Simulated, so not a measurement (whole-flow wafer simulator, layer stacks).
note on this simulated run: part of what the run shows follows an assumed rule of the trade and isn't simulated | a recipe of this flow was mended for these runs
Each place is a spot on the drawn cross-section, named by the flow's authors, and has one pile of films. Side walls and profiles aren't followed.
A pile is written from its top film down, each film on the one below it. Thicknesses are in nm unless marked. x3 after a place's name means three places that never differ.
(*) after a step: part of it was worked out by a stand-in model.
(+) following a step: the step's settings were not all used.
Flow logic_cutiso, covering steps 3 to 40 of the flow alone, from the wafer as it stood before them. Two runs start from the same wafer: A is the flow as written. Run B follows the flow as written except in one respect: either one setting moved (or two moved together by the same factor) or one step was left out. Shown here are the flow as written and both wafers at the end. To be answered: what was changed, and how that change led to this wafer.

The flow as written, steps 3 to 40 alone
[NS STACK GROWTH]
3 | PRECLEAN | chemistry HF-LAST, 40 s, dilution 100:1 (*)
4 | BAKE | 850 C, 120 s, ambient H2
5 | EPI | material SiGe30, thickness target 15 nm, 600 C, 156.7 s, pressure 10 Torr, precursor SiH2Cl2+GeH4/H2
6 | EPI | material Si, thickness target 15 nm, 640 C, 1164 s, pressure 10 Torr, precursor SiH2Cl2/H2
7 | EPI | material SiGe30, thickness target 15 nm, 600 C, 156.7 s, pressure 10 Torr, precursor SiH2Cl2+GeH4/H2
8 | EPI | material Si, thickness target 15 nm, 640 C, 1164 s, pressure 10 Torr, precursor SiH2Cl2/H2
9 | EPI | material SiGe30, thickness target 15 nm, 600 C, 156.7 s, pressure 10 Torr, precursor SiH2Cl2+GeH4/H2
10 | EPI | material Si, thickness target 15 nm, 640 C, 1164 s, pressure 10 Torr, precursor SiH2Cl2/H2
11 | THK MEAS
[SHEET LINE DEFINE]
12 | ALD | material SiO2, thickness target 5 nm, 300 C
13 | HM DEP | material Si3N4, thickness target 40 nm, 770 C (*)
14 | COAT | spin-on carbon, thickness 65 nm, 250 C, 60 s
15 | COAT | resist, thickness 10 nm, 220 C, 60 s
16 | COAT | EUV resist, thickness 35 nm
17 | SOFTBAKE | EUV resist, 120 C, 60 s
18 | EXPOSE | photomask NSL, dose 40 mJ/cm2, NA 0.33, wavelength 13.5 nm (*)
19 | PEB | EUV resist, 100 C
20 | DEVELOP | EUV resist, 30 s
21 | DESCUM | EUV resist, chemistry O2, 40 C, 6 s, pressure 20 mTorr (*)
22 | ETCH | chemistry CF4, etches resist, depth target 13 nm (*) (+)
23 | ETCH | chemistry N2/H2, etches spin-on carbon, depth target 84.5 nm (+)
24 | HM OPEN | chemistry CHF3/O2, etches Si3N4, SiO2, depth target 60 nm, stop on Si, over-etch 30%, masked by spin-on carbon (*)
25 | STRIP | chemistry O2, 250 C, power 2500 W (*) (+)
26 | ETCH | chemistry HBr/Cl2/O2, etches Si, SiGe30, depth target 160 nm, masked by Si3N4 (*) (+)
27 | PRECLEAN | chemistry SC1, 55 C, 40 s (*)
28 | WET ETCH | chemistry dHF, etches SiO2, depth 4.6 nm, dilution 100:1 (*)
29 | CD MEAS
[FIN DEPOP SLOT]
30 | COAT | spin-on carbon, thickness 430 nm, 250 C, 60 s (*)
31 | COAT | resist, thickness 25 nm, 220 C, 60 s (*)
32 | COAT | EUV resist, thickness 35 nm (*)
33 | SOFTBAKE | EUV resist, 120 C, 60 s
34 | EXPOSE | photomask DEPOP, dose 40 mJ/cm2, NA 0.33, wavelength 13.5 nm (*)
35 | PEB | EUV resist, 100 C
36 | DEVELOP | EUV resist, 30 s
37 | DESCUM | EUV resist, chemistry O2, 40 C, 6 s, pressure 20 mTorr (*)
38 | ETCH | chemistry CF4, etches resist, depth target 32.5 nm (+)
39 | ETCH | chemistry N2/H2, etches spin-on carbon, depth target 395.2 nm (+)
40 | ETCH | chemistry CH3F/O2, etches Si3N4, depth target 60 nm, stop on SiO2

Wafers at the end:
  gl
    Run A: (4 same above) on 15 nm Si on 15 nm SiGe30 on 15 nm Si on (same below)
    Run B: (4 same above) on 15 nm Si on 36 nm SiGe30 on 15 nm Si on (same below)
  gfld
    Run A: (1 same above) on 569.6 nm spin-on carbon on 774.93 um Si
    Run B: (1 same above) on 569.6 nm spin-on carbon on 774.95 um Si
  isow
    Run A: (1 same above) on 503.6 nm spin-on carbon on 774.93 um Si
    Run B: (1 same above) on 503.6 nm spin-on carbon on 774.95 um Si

What caused this: step 9, EPI: thickness target 36 nm was run, while the flow as written has thickness target 15 nm; step 9, EPI: 376.1 s was run, where the flow has 156.7 s.
One can read it off the wafer: gl has SiGe30 36, and step 9 as written asks for 15 nm.

The path from the change to this, step by step:
  9 | EPI | material SiGe30, thickness target 15 nm, 600 C, 156.7 s, pressure 10 Torr, precursor SiH2Cl2+GeH4/H2
      depop, dpovl, gfld and 19 more: A SiGe30 gains 15 (new film) | B SiGe30 gains 36 (new film)
  26 | ETCH | chemistry HBr/Cl2/O2, etches Si, SiGe30, depth target 160 nm, masked by Si3N4 (*) (+)
      dpovl, gfld, gxf, iso, isow, lnri, nsgap: A chemical SiO2 loses 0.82 (all of it), Si loses 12 (all of it), SiGe30 loses 15 (all of it), Si loses 15 (all of it), SiGe30 loses 15 (all of it), Si loses 15 (all of it), SiGe30 loses 15 (all of it), Si loses 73 | B chemical SiO2 loses 0.82 (all of it), Si loses 12 (all of it), SiGe30 loses 36 (all of it), Si loses 15 (all of it), SiGe30 loses 15 (all of it), Si loses 15 (all of it), SiGe30 loses 15 (all of it), Si loses 52
